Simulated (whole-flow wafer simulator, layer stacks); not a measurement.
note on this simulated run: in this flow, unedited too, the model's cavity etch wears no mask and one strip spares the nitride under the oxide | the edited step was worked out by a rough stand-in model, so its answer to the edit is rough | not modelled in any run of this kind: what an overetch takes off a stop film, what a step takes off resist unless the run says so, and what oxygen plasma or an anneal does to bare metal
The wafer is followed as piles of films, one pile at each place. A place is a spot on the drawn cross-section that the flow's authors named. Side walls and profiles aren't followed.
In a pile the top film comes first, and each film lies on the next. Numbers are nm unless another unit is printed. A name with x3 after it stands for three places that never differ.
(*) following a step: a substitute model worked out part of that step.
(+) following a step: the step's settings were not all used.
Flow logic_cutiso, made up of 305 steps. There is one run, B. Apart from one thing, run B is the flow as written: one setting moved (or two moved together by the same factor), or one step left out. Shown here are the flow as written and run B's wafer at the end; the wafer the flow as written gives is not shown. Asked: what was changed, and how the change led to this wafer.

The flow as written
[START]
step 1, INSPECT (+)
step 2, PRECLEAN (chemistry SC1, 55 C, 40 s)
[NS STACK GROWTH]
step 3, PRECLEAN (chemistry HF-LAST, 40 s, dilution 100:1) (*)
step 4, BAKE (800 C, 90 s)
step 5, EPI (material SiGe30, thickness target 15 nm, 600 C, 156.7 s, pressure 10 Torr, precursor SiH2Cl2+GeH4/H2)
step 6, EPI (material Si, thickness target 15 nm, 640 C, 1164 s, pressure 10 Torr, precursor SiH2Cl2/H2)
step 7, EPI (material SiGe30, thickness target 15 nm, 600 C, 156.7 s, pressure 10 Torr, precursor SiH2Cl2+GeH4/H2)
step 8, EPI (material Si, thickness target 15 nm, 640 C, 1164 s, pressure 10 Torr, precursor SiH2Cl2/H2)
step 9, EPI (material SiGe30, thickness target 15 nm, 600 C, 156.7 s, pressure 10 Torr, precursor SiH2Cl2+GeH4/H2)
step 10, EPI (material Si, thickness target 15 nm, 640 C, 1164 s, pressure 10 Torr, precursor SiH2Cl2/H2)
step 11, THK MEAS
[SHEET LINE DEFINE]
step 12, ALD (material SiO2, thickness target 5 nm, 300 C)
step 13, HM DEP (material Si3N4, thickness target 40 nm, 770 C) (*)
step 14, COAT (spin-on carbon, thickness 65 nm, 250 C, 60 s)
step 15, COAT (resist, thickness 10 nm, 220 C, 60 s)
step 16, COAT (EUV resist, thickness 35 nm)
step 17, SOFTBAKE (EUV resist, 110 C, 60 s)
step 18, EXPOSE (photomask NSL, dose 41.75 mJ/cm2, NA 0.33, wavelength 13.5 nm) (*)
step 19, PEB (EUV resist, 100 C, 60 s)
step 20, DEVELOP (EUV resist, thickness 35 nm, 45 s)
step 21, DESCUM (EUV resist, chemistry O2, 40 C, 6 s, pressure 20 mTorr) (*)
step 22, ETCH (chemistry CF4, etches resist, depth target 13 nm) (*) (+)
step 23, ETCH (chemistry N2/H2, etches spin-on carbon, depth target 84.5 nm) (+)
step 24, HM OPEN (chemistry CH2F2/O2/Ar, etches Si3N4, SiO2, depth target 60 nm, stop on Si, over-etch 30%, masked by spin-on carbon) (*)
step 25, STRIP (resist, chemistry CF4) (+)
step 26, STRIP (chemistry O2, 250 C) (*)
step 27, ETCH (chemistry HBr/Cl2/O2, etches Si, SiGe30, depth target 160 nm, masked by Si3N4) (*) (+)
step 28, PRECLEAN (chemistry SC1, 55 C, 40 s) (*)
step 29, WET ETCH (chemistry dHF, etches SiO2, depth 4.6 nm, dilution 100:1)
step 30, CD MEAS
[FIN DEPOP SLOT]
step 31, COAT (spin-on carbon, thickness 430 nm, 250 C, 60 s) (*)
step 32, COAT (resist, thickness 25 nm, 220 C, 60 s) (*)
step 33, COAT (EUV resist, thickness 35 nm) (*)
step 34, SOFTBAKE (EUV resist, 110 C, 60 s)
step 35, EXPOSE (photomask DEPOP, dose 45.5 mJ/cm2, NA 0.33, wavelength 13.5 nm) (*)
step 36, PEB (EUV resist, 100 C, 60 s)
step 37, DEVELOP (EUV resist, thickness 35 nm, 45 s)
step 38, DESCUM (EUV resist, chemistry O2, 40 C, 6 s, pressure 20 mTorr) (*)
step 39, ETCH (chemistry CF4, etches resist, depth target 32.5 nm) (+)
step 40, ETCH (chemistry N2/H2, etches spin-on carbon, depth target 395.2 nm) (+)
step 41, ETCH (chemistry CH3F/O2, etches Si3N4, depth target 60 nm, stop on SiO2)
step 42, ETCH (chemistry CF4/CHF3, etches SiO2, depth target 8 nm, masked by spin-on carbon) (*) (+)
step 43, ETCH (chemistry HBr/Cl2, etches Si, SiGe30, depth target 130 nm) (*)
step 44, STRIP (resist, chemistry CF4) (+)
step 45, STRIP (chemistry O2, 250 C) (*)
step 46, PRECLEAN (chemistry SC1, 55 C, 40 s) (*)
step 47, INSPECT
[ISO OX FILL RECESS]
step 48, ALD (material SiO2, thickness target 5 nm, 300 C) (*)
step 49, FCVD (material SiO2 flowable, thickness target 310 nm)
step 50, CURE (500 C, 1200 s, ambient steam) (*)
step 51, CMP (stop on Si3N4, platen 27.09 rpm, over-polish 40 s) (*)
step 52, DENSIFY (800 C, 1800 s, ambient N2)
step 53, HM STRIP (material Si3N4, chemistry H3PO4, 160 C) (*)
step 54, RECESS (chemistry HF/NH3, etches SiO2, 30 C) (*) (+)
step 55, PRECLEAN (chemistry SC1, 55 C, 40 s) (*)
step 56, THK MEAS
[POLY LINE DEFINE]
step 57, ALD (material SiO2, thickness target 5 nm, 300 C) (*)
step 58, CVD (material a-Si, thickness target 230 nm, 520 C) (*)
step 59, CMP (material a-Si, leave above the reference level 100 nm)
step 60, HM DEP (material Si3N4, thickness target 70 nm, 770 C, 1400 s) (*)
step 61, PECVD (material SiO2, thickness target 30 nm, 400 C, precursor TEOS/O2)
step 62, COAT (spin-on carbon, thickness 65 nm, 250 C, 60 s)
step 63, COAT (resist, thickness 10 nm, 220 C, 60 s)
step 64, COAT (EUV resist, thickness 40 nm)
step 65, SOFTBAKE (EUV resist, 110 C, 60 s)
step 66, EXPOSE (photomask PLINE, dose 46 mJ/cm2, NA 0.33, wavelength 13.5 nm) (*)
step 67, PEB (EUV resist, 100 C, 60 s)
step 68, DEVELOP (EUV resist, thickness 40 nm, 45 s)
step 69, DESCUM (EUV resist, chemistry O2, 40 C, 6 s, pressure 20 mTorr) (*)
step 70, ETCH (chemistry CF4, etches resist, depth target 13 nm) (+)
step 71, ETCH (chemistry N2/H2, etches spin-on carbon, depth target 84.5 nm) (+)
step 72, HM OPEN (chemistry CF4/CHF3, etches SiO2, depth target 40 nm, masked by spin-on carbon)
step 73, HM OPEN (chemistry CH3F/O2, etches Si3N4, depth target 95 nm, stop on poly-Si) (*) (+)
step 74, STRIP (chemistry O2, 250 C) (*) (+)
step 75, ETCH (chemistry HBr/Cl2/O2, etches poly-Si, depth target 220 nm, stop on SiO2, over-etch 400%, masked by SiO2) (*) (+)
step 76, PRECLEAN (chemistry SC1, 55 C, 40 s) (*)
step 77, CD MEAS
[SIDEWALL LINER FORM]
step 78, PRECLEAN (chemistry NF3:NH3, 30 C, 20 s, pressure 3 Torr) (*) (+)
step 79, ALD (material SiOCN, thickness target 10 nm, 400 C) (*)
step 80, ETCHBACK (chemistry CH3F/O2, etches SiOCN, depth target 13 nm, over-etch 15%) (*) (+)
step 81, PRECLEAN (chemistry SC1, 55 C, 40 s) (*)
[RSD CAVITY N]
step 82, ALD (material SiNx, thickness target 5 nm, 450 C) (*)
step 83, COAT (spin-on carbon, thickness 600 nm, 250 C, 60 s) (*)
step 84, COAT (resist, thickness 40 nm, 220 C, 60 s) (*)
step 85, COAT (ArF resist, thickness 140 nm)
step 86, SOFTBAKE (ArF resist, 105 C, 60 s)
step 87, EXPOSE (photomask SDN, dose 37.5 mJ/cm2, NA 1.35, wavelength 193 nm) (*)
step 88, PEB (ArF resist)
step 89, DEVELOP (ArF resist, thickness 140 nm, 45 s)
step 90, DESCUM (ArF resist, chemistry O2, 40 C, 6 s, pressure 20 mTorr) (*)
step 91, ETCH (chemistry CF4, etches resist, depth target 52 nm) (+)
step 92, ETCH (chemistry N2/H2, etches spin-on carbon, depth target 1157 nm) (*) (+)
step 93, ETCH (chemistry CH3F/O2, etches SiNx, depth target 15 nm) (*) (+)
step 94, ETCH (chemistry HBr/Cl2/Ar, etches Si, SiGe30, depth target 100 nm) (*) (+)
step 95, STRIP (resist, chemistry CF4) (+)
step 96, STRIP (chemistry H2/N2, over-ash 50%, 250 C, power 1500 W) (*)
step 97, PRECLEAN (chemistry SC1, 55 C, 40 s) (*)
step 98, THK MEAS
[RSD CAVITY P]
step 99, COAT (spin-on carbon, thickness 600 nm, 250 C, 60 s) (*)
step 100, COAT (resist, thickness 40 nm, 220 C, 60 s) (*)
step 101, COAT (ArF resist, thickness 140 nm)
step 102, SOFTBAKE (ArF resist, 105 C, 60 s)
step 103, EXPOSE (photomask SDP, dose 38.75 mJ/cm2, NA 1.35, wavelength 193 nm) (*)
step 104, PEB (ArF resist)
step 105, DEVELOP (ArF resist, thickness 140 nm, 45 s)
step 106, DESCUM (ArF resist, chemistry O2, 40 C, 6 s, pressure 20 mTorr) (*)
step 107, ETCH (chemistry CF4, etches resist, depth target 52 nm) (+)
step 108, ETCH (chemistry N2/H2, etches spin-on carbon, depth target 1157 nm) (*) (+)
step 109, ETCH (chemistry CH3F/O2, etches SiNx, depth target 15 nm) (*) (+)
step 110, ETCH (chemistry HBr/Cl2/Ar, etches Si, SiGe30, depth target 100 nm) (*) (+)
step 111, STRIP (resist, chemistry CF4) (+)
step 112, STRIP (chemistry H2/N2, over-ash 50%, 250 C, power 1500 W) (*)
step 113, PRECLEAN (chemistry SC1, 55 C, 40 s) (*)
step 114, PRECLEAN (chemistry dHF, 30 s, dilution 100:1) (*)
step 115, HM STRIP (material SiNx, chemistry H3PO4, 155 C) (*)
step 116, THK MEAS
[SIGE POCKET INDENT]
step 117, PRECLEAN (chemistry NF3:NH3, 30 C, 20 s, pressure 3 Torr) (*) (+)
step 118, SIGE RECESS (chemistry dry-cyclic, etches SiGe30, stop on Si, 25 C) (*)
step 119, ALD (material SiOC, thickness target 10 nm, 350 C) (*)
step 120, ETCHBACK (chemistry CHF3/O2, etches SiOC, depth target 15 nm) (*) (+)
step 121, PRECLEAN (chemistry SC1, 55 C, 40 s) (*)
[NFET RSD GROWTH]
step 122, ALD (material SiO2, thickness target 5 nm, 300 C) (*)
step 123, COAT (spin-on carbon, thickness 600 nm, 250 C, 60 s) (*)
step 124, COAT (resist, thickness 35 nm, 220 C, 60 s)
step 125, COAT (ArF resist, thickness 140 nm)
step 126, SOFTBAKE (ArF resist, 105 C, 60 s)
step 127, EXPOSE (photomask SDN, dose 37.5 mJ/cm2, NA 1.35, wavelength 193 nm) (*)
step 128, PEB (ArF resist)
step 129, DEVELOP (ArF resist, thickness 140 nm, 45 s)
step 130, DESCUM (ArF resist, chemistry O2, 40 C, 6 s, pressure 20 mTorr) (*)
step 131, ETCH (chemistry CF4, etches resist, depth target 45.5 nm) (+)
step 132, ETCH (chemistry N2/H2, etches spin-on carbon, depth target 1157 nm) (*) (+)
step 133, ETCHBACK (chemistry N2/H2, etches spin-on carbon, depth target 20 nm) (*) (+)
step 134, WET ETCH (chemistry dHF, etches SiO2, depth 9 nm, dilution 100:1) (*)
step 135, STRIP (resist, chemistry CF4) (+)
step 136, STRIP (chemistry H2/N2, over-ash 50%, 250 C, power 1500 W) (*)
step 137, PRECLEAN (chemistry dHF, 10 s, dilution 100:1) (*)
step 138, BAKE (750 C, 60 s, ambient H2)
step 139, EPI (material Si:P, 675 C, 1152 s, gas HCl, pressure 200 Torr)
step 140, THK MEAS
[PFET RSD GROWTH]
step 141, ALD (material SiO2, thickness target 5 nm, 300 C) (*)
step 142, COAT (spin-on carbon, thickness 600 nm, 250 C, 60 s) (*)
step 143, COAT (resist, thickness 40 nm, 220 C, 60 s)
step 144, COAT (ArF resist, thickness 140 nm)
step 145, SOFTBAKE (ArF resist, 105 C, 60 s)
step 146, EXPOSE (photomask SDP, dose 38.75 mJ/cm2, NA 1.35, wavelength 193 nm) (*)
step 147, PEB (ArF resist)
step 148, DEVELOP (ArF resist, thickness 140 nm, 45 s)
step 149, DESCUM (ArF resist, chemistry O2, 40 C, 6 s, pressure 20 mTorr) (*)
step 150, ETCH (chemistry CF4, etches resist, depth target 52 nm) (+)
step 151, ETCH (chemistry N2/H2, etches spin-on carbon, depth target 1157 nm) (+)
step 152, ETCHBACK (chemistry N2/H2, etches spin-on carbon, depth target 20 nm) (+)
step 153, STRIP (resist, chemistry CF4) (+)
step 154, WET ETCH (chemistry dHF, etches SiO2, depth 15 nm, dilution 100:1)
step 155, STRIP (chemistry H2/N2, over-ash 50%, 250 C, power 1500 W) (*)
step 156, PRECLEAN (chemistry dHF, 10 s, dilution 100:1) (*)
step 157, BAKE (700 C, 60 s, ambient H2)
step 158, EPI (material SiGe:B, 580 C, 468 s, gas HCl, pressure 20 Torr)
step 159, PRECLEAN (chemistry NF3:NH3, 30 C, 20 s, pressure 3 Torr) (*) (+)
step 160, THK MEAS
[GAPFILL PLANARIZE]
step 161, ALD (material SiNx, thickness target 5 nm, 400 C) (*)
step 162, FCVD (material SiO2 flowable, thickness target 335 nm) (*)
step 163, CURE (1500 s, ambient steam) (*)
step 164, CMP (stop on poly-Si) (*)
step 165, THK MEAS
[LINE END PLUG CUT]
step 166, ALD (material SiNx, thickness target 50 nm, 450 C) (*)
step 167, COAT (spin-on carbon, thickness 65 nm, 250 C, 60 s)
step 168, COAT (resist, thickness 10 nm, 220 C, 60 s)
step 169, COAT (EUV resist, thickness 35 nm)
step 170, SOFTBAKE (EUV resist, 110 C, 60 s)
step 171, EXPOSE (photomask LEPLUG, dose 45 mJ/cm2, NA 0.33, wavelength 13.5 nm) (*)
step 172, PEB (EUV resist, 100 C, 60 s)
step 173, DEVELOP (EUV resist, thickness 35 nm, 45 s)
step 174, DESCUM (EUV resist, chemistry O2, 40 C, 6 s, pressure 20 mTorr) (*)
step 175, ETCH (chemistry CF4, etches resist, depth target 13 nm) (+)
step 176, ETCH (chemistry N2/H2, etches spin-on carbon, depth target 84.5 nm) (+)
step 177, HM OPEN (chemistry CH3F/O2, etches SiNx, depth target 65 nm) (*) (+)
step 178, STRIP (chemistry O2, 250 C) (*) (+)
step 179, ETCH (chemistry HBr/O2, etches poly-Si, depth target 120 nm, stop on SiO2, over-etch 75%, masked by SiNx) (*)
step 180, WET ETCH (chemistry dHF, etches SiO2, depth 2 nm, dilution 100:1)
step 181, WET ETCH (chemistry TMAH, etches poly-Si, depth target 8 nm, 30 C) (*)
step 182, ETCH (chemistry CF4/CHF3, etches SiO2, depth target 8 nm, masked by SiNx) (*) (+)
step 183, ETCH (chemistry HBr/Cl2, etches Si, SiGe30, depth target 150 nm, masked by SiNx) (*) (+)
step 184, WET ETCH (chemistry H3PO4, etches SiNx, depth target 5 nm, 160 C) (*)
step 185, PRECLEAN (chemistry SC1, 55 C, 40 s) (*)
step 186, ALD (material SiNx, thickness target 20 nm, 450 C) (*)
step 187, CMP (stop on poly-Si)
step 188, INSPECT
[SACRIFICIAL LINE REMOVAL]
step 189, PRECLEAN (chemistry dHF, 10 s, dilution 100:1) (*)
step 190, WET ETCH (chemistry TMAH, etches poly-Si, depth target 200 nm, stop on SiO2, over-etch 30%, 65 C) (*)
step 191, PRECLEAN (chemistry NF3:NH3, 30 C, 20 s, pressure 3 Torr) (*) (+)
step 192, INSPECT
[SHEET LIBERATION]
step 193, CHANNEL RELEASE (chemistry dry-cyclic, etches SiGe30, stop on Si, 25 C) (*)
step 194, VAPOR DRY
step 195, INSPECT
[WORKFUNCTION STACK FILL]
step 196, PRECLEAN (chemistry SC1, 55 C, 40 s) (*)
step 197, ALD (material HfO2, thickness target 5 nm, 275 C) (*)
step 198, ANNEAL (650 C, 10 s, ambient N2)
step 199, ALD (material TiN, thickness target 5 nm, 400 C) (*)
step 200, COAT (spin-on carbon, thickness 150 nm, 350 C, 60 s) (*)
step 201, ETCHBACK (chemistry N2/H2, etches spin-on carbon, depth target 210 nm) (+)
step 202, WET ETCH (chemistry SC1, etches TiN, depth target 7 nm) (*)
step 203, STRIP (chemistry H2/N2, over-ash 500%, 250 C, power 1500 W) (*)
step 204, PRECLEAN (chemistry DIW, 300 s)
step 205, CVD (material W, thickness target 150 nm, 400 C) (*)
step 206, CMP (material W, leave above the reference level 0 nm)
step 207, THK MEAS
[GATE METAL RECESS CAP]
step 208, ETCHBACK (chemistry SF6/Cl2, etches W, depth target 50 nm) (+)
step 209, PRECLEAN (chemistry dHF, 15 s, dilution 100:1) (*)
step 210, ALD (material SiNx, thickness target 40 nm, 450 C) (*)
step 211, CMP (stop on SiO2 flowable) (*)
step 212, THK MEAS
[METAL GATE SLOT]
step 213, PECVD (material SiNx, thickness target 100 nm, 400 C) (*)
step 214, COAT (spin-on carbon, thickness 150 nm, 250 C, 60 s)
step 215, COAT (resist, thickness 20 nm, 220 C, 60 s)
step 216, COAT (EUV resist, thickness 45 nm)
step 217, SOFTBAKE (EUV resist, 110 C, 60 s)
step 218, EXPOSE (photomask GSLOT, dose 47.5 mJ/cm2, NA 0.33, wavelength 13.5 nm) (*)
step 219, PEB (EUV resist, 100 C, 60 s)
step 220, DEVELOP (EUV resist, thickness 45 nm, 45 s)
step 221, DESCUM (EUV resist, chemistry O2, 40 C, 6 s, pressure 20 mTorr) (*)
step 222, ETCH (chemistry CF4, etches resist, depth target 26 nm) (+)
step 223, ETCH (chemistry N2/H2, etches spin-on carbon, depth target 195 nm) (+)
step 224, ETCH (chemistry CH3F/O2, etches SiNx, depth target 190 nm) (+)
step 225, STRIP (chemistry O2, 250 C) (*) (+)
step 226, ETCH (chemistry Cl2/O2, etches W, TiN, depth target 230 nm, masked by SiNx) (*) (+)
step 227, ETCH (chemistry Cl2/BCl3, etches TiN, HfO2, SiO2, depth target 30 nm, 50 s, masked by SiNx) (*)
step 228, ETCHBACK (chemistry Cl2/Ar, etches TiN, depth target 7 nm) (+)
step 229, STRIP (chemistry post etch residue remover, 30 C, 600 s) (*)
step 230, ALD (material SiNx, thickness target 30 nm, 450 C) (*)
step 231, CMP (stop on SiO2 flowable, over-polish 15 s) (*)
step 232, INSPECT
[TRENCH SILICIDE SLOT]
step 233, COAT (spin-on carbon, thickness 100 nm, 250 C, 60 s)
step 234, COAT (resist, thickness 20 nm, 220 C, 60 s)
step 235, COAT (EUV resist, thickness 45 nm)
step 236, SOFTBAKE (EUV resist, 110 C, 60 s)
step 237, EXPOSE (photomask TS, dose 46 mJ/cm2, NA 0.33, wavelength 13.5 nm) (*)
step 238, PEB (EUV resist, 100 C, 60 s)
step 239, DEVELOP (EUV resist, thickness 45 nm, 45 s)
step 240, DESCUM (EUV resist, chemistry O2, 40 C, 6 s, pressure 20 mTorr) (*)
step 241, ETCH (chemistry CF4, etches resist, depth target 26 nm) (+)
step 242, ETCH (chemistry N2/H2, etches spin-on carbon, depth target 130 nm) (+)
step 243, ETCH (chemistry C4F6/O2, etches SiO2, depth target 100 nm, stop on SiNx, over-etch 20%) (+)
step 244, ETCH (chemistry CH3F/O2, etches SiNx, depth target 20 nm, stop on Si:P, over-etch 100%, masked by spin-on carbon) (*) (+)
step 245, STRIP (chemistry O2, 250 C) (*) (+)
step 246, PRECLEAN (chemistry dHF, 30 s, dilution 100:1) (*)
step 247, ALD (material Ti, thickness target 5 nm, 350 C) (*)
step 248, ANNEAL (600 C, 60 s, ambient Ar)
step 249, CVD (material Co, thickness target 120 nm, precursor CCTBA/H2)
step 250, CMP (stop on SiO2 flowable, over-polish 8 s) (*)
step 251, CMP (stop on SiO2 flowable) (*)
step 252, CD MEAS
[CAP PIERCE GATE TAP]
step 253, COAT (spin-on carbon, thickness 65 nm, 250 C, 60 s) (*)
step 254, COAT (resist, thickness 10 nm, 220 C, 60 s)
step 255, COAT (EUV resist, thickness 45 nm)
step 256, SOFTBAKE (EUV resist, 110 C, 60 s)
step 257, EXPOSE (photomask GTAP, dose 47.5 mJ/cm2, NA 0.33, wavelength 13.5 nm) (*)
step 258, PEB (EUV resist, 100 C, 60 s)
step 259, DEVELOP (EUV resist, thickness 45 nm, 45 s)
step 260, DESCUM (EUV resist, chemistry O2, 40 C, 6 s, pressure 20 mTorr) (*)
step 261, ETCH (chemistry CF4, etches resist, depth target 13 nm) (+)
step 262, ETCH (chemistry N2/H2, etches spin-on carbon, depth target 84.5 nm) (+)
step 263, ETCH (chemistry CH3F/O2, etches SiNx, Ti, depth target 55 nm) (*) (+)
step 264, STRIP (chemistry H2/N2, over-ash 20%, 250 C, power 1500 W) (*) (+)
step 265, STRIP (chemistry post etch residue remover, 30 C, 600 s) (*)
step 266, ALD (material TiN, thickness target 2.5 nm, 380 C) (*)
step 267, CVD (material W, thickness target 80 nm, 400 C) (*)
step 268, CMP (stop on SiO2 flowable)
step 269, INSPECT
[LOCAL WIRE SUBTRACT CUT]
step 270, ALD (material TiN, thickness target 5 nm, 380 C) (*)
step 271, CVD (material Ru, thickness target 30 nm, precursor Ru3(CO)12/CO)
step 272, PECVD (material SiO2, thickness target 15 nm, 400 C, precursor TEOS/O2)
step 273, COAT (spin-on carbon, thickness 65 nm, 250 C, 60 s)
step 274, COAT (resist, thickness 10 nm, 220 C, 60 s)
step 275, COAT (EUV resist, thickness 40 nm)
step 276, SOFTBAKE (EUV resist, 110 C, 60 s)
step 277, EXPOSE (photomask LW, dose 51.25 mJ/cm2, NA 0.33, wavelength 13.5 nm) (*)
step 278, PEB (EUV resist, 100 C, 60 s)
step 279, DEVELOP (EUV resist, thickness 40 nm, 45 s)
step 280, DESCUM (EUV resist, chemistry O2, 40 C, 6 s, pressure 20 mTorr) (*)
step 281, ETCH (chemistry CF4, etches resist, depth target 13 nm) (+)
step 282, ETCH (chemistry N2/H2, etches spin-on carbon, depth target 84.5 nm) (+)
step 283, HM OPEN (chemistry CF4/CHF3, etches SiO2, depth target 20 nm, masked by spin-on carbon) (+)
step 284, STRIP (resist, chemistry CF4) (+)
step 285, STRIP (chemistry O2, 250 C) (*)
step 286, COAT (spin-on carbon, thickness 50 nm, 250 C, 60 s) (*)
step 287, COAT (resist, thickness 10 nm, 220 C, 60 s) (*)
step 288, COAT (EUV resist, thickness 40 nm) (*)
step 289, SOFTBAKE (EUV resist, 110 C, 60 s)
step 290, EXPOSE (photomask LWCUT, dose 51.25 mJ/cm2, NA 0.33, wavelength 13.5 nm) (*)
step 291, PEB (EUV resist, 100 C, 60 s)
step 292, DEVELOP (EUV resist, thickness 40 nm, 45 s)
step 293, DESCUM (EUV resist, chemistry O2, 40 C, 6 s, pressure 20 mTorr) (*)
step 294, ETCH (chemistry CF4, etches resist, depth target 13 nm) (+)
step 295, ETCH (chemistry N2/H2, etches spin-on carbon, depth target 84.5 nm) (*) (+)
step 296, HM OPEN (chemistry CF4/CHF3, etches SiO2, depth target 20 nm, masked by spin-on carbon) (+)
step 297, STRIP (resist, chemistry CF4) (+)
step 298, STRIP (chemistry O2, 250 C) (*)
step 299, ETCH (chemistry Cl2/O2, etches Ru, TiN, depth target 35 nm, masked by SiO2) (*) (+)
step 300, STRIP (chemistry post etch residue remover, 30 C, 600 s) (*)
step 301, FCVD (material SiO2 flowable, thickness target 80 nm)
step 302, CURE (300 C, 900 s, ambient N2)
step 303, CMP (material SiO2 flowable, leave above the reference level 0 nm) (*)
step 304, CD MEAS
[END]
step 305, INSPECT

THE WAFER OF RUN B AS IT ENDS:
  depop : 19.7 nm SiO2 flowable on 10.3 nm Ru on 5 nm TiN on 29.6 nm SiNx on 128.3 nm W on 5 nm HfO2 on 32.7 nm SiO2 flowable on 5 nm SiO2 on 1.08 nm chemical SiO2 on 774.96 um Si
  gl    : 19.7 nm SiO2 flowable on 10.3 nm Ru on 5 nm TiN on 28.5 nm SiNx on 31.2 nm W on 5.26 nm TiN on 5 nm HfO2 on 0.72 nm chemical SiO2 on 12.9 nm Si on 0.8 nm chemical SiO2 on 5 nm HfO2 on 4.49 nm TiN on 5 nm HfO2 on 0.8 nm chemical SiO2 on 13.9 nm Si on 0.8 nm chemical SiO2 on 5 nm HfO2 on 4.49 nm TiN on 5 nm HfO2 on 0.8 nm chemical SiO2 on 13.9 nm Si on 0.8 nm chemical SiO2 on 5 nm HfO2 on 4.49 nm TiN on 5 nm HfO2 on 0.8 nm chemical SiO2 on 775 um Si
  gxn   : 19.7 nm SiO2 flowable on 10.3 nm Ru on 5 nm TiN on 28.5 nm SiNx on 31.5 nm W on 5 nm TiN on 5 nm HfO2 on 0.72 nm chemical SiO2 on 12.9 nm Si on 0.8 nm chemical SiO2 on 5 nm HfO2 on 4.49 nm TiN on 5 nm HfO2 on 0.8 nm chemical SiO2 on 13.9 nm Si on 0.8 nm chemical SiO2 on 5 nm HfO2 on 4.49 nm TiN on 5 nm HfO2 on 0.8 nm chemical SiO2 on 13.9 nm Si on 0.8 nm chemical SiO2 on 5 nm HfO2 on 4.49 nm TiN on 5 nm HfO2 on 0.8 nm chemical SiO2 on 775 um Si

What caused this: step 299, ETCH: depth target 19.3 nm was run, though the flow has depth target 35 nm.

The path from the change to this, step by step:
  step 299, ETCH (chemistry Cl2/O2, etches Ru, TiN, depth target 35 nm, masked by SiO2) (*) (+)
      depop, dpovl, gfld and 15 more: -19.3 Ru (in the flow as written it would be: -29.6 Ru (all of it), -5 TiN (all of it))
      lnrt, rsdn, rsdp, tap: -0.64 SiO2 (in the flow as written it would be: -1.17 SiO2)
  step 301, FCVD (material SiO2 flowable, thickness target 80 nm)
      iso, rsdx: +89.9 SiO2 flowable (new film) (in the flow as written it would be: +94.2 SiO2 flowable)
      gfld, gl, glp, gxf, gxn, gxp, plug: +89.9 SiO2 flowable (new film) (in the flow as written it would be: +94.4 SiO2 flowable (new film))
      (as well as at 8 more places)
  step 303, CMP (material SiO2 flowable, leave above the reference level 0 nm) (*)
      gfld, gl, glp and 10 more: -70.3 SiO2 flowable (in the flow as written it would be: -59.2 SiO2 flowable)
      depop, dpovl, isow, ns, nsgap: -60.3 SiO2 flowable (in the flow as written it would be: -44.7 SiO2 flowable)
      (as well as at 4 more places)
If metal films that touch count as one body, depop has 2 bodies (between them, from the top down: SiNx 29.6); the flow as written gives 1 body.
If metal films that touch count as one body, gl has 5 bodies (between them, from the top down: SiNx 28.5; HfO2 5 / chemical SiO2 0.72 / Si 12.9 / chemical SiO2 0.8 / HfO2 5; HfO2 5 / chemical SiO2 0.8 / Si 13.9 / chemical SiO2 0.8 / HfO2 5; HfO2 5 / chemical SiO2 0.8 / Si 13.9 / chemical SiO2 0.8 / HfO2 5); the flow as written gives 4 bodies (between them, from the top down: HfO2 5 / chemical SiO2 0.72 / Si 12.9 / chemical SiO2 0.8 / HfO2 5; HfO2 5 / chemical SiO2 0.8 / Si 13.9 / chemical SiO2 0.8 / HfO2 5; HfO2 5 / chemical SiO2 0.8 / Si 13.9 / chemical SiO2 0.8 / HfO2 5).
If metal films that touch count as one body, gxn has 5 bodies (between them, from the top down: SiNx 28.5; HfO2 5 / chemical SiO2 0.72 / Si 12.9 / chemical SiO2 0.8 / HfO2 5; HfO2 5 / chemical SiO2 0.8 / Si 13.9 / chemical SiO2 0.8 / HfO2 5; HfO2 5 / chemical SiO2 0.8 / Si 13.9 / chemical SiO2 0.8 / HfO2 5); the flow as written gives 4 bodies (between them, from the top down: HfO2 5 / chemical SiO2 0.72 / Si 12.9 / chemical SiO2 0.8 / HfO2 5; HfO2 5 / chemical SiO2 0.8 / Si 13.9 / chemical SiO2 0.8 / HfO2 5; HfO2 5 / chemical SiO2 0.8 / Si 13.9 / chemical SiO2 0.8 / HfO2 5).
